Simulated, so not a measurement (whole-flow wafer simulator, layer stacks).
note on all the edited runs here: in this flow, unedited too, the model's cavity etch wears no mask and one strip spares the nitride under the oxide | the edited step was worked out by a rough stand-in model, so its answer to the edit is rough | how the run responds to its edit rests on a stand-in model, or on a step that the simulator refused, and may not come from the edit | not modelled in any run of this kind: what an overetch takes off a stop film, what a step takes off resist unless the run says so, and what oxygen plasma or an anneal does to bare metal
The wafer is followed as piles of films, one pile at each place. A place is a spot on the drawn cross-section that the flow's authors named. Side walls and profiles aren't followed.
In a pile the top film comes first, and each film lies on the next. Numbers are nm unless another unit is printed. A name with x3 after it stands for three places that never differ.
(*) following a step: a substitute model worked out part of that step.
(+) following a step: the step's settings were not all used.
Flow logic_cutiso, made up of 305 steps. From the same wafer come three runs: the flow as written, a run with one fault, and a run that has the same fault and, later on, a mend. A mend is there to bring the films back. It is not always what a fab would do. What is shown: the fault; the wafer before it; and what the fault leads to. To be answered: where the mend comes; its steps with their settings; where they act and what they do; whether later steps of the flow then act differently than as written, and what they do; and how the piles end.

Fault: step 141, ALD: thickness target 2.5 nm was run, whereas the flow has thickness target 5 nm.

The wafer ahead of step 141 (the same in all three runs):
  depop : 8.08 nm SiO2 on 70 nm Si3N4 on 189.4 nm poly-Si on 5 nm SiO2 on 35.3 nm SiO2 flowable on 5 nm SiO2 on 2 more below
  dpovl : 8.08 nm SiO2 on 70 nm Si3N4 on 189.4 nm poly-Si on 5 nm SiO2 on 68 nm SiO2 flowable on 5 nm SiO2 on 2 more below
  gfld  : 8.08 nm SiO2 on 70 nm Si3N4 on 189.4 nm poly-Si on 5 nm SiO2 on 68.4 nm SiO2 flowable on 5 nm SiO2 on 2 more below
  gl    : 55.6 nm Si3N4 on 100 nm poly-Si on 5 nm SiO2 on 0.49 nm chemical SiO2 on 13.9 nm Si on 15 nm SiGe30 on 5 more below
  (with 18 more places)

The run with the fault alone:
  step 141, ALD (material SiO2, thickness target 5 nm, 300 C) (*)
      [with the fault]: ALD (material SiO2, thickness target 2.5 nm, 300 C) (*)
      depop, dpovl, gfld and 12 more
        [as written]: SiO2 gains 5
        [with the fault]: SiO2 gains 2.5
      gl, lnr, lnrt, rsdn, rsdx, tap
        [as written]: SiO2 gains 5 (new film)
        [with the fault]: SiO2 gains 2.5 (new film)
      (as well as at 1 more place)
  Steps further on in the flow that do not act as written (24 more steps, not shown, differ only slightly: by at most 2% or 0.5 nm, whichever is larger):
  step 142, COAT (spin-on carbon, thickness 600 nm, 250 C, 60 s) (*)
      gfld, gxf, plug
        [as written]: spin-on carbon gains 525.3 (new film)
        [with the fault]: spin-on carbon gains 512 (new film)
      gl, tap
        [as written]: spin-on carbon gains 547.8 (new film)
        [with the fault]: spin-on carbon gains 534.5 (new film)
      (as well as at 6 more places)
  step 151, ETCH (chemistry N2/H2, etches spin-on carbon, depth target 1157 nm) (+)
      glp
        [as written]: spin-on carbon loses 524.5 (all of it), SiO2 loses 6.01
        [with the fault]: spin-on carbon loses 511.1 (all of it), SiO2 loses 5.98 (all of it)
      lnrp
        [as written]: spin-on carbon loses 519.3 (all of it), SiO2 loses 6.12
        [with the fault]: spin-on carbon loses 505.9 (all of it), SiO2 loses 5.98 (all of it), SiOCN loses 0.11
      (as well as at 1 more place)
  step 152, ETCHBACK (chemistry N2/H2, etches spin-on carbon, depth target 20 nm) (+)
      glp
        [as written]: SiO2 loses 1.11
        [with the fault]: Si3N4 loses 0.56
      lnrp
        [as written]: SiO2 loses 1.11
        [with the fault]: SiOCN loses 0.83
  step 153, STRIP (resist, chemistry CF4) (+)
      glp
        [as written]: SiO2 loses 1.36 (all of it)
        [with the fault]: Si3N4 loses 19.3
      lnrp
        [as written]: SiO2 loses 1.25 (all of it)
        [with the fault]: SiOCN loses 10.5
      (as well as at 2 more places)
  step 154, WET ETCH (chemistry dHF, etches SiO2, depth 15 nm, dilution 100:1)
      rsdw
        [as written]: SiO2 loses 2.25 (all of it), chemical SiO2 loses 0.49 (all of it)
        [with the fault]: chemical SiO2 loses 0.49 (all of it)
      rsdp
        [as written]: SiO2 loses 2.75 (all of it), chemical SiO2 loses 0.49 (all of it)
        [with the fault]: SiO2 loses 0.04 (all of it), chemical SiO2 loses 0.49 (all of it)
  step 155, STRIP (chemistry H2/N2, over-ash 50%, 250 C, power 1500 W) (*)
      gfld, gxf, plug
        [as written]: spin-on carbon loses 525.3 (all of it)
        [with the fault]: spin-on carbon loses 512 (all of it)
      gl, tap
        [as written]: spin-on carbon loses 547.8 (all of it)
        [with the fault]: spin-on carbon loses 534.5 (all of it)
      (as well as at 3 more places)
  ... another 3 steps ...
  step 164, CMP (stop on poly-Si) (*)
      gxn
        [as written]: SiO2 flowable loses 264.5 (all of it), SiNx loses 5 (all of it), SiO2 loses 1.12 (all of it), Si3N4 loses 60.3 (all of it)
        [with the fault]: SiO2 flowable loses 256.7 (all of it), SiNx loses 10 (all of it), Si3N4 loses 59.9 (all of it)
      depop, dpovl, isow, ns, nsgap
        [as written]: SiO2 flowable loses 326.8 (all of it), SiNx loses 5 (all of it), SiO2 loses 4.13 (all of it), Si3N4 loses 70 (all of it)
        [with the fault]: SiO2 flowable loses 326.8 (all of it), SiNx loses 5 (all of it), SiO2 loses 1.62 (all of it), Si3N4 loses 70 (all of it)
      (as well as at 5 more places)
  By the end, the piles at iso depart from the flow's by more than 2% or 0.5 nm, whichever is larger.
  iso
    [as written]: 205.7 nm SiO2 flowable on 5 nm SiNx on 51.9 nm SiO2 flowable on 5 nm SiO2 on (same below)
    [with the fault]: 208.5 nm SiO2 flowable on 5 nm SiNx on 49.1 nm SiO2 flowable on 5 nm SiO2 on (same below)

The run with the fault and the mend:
  The mend follows step 141.
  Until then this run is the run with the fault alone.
  step 141a, ALD (material SiO2, thickness target 2.5 nm, 300 C) (*) (a further turn of the flow's step 141, with different settings)
      depop, dpovl, gfld and 18 more
        SiO2 gains 2.5
      gxn
        SiO2 gains 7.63
  Later steps of the flow that are run all act as written at every place that is followed, up to a difference of at most 2% or 0.5 nm, whichever is larger.
  By the end, the piles equal the flow's at every place that both follow.
